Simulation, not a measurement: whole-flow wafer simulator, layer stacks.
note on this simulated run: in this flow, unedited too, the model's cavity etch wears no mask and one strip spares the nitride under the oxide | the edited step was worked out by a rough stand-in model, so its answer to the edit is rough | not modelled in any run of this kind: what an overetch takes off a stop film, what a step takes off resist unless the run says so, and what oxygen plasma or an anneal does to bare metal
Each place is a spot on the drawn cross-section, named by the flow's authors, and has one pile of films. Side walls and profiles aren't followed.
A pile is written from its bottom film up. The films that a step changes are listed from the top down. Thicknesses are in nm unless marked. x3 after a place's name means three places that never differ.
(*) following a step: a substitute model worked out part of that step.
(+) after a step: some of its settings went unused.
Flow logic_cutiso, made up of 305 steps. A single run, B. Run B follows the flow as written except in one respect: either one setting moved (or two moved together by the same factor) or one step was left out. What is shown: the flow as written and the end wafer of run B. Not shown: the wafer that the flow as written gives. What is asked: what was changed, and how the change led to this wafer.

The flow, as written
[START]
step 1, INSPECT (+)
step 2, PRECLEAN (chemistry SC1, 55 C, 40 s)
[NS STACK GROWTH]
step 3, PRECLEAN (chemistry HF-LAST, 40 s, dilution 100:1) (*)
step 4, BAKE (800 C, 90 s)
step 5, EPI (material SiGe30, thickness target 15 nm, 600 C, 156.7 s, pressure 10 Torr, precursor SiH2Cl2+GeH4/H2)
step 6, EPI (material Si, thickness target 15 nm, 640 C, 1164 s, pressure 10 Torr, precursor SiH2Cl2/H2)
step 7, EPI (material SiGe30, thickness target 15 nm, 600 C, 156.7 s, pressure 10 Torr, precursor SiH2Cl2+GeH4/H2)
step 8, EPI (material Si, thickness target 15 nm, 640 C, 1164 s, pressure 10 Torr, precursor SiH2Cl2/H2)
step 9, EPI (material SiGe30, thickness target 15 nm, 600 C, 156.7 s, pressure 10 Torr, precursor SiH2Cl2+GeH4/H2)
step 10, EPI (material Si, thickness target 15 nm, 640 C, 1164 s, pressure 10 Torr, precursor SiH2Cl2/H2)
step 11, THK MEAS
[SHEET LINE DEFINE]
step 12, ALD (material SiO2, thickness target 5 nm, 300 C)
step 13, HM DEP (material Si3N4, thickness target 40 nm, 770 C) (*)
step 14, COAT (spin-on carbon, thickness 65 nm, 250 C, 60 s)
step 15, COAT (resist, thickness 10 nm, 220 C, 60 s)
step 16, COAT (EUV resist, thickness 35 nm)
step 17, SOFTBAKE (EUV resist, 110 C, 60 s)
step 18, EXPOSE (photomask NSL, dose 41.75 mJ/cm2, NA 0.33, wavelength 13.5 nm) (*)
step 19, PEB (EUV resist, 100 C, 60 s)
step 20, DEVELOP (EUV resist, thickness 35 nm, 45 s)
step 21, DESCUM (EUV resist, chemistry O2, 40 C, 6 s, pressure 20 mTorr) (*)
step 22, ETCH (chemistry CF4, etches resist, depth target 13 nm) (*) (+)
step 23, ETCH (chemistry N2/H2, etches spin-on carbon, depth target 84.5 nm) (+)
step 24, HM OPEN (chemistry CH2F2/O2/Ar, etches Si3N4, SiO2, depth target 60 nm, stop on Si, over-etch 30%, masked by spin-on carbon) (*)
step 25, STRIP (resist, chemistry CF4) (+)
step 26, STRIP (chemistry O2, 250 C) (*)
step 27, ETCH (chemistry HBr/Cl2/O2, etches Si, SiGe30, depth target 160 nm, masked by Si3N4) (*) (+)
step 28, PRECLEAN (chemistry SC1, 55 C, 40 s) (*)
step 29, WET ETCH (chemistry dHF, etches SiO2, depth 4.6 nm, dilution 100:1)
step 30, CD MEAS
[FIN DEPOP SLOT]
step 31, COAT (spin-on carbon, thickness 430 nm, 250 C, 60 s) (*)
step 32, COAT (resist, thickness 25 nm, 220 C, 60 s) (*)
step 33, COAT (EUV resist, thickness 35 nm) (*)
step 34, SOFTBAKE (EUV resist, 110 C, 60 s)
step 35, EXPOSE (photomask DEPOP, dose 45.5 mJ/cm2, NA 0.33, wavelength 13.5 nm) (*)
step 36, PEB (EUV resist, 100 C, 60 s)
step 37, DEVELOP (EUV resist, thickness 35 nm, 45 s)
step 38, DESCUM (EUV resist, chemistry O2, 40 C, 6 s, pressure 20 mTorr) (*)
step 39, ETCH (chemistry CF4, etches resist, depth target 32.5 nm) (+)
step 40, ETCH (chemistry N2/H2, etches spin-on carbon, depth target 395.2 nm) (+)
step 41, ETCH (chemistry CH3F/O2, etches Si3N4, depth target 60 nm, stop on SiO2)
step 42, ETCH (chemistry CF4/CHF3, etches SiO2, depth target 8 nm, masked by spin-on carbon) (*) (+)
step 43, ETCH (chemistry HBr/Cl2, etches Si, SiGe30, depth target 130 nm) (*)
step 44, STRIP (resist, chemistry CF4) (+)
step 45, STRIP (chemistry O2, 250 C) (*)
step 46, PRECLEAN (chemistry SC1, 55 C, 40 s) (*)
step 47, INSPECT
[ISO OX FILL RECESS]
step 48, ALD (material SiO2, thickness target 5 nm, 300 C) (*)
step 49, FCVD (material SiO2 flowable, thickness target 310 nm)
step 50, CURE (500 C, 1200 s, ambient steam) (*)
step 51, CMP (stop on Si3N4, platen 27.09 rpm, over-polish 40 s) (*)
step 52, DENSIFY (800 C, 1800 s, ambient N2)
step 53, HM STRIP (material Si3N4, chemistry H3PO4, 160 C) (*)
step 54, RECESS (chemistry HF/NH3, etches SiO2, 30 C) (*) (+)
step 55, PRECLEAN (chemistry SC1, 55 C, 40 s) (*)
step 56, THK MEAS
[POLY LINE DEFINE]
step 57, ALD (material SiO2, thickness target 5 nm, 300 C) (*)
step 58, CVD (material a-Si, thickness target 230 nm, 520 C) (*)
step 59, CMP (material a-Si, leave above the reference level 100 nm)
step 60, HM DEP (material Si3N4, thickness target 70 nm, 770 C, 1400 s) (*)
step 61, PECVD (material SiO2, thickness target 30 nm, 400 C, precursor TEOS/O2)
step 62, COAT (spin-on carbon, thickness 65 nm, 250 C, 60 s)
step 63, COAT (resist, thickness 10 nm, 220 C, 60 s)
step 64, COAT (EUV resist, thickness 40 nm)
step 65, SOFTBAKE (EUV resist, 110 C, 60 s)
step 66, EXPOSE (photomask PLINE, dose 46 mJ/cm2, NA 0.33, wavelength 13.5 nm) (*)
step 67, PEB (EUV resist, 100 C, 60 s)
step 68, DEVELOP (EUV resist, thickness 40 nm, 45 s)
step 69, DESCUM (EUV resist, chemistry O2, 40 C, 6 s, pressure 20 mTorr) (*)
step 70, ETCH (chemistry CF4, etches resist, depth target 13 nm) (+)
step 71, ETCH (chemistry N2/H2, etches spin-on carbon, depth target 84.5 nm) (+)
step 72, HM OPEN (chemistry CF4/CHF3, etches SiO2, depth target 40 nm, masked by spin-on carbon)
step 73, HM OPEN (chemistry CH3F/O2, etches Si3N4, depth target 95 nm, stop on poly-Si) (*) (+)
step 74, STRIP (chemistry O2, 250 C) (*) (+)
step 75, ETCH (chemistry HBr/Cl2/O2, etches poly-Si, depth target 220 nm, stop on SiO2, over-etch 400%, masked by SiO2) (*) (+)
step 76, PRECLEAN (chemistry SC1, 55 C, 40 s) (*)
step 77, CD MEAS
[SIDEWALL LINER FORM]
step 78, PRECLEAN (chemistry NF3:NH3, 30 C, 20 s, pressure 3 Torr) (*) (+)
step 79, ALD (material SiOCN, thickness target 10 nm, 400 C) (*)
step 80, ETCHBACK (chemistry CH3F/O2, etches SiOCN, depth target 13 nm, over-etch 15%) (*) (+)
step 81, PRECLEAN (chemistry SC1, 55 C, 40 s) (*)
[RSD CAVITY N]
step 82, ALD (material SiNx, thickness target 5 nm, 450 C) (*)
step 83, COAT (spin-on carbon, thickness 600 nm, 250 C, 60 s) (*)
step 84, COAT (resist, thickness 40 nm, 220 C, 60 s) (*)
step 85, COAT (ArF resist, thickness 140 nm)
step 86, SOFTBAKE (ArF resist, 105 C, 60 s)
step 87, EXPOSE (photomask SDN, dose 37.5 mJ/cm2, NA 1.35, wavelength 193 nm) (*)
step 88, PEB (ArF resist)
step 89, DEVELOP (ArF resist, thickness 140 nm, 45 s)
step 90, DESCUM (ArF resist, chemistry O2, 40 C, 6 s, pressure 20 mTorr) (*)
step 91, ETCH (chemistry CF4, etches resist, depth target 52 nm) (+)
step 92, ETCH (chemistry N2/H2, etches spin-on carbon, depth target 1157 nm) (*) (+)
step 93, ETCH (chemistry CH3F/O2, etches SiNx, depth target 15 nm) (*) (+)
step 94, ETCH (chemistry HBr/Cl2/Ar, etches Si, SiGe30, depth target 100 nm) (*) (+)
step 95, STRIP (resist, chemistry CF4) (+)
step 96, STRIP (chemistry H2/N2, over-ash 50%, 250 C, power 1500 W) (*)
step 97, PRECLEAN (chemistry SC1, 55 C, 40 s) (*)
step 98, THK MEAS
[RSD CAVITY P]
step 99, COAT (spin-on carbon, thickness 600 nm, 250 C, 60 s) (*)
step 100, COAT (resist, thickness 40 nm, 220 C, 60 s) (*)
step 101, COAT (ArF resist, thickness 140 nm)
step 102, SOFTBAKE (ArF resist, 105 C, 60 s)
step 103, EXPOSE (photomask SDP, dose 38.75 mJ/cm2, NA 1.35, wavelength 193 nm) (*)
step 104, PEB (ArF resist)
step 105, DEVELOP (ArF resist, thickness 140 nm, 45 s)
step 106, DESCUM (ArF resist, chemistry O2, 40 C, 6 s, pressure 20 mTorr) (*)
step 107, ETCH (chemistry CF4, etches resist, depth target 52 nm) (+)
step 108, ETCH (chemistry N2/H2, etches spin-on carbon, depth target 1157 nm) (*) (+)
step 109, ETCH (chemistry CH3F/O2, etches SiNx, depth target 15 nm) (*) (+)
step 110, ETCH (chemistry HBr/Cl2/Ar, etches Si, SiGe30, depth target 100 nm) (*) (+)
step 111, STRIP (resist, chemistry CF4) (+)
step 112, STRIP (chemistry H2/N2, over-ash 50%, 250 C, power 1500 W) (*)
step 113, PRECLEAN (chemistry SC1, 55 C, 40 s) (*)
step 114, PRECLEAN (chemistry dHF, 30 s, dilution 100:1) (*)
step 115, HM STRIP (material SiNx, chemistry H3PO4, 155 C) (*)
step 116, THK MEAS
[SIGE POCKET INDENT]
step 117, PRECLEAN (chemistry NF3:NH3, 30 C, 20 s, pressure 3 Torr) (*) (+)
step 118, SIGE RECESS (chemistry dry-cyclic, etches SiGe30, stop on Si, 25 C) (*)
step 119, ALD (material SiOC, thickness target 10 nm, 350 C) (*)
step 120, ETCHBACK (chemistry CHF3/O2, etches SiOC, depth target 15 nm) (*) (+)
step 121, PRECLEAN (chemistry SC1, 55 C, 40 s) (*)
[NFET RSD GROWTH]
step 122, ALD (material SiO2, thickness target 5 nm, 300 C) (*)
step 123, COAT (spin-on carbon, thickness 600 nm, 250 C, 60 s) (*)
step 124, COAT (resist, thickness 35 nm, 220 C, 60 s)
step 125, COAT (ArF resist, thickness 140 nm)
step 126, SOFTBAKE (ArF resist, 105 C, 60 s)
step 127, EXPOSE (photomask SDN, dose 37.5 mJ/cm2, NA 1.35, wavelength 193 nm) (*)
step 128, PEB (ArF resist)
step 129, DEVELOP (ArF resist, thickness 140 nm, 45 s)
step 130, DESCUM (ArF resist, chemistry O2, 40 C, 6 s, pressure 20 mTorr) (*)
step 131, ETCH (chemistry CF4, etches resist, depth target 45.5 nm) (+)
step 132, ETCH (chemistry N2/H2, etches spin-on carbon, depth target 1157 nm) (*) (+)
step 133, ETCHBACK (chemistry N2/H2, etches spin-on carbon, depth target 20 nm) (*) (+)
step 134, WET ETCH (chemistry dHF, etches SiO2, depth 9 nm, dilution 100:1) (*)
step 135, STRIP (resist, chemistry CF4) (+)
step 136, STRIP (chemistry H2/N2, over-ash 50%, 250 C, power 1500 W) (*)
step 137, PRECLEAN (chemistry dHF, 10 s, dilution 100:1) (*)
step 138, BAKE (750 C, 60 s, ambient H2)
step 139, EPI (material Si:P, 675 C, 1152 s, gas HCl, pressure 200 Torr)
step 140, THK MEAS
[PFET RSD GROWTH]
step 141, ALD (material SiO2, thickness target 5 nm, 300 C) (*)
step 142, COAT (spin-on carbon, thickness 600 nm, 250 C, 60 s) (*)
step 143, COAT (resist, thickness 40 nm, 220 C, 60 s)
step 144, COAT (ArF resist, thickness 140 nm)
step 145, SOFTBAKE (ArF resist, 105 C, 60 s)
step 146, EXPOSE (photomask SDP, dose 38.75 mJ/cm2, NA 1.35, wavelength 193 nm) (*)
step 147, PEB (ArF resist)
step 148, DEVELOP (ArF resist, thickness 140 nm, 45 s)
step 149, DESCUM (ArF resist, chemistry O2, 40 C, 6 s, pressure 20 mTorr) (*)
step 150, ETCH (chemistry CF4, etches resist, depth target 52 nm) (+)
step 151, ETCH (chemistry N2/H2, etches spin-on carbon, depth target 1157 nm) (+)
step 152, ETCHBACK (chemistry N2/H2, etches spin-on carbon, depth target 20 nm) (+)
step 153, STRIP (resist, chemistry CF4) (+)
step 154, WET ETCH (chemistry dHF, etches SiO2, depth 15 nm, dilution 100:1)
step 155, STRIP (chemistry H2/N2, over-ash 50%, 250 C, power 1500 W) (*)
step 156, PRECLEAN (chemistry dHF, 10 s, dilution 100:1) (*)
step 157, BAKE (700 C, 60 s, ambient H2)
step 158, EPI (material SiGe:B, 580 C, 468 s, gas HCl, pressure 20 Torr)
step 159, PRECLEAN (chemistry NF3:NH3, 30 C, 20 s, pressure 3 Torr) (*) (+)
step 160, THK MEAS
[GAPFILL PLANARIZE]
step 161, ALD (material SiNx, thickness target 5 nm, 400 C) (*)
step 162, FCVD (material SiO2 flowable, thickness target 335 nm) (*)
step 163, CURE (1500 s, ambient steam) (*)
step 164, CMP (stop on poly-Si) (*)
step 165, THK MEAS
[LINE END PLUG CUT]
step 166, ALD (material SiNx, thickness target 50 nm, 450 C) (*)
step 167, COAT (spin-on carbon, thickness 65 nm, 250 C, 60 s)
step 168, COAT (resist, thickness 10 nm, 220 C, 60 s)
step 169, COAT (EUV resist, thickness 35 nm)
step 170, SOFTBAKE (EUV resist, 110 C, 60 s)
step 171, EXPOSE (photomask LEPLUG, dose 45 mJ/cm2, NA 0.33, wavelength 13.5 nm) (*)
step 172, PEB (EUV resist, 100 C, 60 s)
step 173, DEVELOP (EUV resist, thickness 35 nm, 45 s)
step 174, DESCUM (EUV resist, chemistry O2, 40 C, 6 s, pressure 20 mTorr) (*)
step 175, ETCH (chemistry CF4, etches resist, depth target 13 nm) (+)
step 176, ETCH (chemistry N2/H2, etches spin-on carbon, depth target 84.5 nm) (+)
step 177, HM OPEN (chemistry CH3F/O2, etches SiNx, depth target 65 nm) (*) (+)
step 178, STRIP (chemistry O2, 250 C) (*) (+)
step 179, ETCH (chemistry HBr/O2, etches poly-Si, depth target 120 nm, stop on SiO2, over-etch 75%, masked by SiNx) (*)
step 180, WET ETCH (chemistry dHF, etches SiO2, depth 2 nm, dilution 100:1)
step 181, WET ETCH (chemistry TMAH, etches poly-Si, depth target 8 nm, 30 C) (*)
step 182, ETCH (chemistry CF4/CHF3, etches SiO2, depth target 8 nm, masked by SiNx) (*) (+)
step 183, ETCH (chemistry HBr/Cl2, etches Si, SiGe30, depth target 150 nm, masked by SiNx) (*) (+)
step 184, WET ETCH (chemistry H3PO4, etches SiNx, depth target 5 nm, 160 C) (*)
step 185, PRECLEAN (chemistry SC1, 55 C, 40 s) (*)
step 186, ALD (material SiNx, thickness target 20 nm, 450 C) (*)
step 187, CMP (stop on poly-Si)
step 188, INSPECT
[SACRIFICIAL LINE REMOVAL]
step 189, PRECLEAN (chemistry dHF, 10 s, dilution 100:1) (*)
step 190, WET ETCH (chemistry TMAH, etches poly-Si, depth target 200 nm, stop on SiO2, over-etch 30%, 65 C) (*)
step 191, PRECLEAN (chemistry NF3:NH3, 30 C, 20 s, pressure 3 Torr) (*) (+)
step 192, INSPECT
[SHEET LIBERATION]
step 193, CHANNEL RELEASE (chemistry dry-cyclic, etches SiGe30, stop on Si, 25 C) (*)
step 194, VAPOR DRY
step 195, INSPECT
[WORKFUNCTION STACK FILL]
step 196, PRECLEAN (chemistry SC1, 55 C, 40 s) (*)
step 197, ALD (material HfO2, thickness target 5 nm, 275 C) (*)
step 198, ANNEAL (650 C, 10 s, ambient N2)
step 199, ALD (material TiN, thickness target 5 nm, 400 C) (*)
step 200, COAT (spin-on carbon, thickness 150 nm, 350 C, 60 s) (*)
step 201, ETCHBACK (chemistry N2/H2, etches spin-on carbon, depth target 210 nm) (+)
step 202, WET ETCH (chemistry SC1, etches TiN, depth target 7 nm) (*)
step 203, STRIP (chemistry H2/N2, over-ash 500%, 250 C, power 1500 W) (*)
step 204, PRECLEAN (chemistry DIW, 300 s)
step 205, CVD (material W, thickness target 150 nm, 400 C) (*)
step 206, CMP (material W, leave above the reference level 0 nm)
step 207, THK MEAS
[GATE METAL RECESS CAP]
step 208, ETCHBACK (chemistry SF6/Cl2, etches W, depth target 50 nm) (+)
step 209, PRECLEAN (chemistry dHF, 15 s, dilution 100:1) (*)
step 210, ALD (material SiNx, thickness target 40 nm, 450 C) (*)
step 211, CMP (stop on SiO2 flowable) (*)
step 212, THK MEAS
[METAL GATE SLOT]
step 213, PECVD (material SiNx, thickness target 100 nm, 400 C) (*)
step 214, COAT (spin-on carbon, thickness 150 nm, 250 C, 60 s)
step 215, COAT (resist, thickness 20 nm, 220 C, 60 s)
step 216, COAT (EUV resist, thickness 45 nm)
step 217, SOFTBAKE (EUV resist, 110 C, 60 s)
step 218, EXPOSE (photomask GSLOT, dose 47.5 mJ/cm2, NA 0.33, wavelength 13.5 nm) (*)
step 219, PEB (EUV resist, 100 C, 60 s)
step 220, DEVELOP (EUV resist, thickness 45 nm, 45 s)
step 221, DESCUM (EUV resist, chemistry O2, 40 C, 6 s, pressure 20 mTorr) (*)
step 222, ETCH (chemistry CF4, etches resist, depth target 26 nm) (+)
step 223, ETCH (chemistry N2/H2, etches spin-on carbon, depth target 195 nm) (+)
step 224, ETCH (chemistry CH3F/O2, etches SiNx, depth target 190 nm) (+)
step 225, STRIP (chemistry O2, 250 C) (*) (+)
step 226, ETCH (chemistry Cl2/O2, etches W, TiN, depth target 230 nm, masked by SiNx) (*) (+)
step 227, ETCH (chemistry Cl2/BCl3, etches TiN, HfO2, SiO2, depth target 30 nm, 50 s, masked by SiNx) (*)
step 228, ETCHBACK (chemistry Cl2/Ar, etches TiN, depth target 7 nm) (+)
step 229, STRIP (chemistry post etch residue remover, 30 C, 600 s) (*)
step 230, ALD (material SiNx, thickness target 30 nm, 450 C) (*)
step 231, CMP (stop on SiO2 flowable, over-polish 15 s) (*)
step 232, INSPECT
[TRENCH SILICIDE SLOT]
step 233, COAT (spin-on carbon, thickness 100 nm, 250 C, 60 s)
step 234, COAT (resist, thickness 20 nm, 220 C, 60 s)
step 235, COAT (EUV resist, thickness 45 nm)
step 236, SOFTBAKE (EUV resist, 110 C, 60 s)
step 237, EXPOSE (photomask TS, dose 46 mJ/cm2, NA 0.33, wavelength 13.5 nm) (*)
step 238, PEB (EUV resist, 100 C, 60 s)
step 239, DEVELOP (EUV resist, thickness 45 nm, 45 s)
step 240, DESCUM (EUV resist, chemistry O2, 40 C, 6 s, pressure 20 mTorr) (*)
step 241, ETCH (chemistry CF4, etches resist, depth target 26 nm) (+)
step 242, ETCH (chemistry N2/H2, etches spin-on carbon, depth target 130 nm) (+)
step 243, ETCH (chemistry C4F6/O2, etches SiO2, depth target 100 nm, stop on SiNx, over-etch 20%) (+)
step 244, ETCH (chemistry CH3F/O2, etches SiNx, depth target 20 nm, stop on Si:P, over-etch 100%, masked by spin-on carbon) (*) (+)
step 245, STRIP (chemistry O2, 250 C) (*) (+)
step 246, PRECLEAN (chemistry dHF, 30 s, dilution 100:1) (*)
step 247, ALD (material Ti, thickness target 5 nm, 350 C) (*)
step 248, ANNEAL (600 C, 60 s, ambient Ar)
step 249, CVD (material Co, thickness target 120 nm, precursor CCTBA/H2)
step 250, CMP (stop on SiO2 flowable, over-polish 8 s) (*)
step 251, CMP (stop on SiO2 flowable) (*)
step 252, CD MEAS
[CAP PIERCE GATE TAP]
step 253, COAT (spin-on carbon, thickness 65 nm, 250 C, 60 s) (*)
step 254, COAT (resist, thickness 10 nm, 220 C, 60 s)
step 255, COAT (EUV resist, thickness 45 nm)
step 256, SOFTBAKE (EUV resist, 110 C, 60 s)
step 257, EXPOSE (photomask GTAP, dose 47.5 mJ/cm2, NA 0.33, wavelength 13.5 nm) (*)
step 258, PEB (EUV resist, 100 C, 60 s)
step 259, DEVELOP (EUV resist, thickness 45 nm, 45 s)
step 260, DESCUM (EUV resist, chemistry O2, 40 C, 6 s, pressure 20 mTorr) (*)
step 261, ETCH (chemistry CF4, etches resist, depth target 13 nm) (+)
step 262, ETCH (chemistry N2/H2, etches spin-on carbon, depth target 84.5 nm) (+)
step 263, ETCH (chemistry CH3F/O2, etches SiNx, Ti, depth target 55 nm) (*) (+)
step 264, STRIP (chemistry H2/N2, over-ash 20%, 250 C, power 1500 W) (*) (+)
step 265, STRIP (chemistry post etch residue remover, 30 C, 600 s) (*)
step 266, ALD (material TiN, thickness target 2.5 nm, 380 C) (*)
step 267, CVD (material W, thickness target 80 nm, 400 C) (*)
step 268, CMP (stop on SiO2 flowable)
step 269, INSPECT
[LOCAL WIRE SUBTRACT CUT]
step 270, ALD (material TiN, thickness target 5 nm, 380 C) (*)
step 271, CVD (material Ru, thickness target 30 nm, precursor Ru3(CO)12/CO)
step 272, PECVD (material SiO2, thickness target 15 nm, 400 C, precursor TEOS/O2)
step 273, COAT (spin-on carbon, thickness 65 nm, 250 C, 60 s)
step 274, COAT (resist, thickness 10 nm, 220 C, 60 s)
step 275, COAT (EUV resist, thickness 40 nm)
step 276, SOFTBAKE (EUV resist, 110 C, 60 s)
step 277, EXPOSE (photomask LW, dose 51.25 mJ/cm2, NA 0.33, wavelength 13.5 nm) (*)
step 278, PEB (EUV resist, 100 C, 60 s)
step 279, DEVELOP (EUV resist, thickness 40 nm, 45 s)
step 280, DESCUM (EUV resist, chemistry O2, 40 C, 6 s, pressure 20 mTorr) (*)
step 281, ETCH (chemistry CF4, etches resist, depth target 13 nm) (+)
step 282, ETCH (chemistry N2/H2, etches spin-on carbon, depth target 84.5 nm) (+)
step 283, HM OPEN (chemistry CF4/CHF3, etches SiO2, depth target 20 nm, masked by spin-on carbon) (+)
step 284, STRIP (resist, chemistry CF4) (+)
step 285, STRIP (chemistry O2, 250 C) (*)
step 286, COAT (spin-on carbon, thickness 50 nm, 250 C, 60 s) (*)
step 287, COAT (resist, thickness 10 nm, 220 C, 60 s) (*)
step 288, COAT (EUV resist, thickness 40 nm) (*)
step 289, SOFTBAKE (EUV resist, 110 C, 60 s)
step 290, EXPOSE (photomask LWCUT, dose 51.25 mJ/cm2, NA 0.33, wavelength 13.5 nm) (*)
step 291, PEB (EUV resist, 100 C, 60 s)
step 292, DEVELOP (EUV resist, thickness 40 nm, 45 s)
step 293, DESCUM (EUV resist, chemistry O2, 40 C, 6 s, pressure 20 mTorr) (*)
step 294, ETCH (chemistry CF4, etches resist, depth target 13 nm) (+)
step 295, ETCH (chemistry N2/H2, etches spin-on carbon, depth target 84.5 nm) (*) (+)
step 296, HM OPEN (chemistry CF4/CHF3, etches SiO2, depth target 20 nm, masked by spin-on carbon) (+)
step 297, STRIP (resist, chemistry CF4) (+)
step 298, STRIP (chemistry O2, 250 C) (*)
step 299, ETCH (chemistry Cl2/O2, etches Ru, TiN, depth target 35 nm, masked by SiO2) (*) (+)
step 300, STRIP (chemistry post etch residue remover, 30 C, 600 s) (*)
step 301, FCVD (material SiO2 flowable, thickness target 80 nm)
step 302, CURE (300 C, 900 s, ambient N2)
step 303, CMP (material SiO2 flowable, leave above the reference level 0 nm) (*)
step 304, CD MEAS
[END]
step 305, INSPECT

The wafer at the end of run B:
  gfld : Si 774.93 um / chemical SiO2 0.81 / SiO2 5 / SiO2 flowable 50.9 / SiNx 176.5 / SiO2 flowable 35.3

Cause: step 227, ETCH: depth target 18 nm was run, while the flow as written has depth target 30 nm; step 227, ETCH: 30 s was run, where the flow has 50 s.

The path from the change to this, step by step:
  step 227, ETCH (chemistry Cl2/BCl3, etches TiN, HfO2, SiO2, depth target 30 nm, 50 s, masked by SiNx) (*)
      depop, dpovl, gl and 18 more: SiNx loses 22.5 (it would be, as written: SiNx loses 37.4)
      gfld: HfO2 loses 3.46 (all of it), SiO2 flowable loses 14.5 (it would be, as written: HfO2 loses 3.46 (all of it), SiO2 flowable loses 26.5)
  step 231, CMP (stop on SiO2 flowable, over-polish 15 s) (*)
      depop, dpovl, gfld and 10 more: SiNx loses 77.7 (it would be, as written: SiNx loses 62.7)
      lnr, lnri, lnrp, lnrt: SiNx loses 75.9 (all of it), SiOCN loses 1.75 (it would be, as written: SiNx loses 61 (all of it), SiOCN loses 1.75)
      (also at 5 further places)
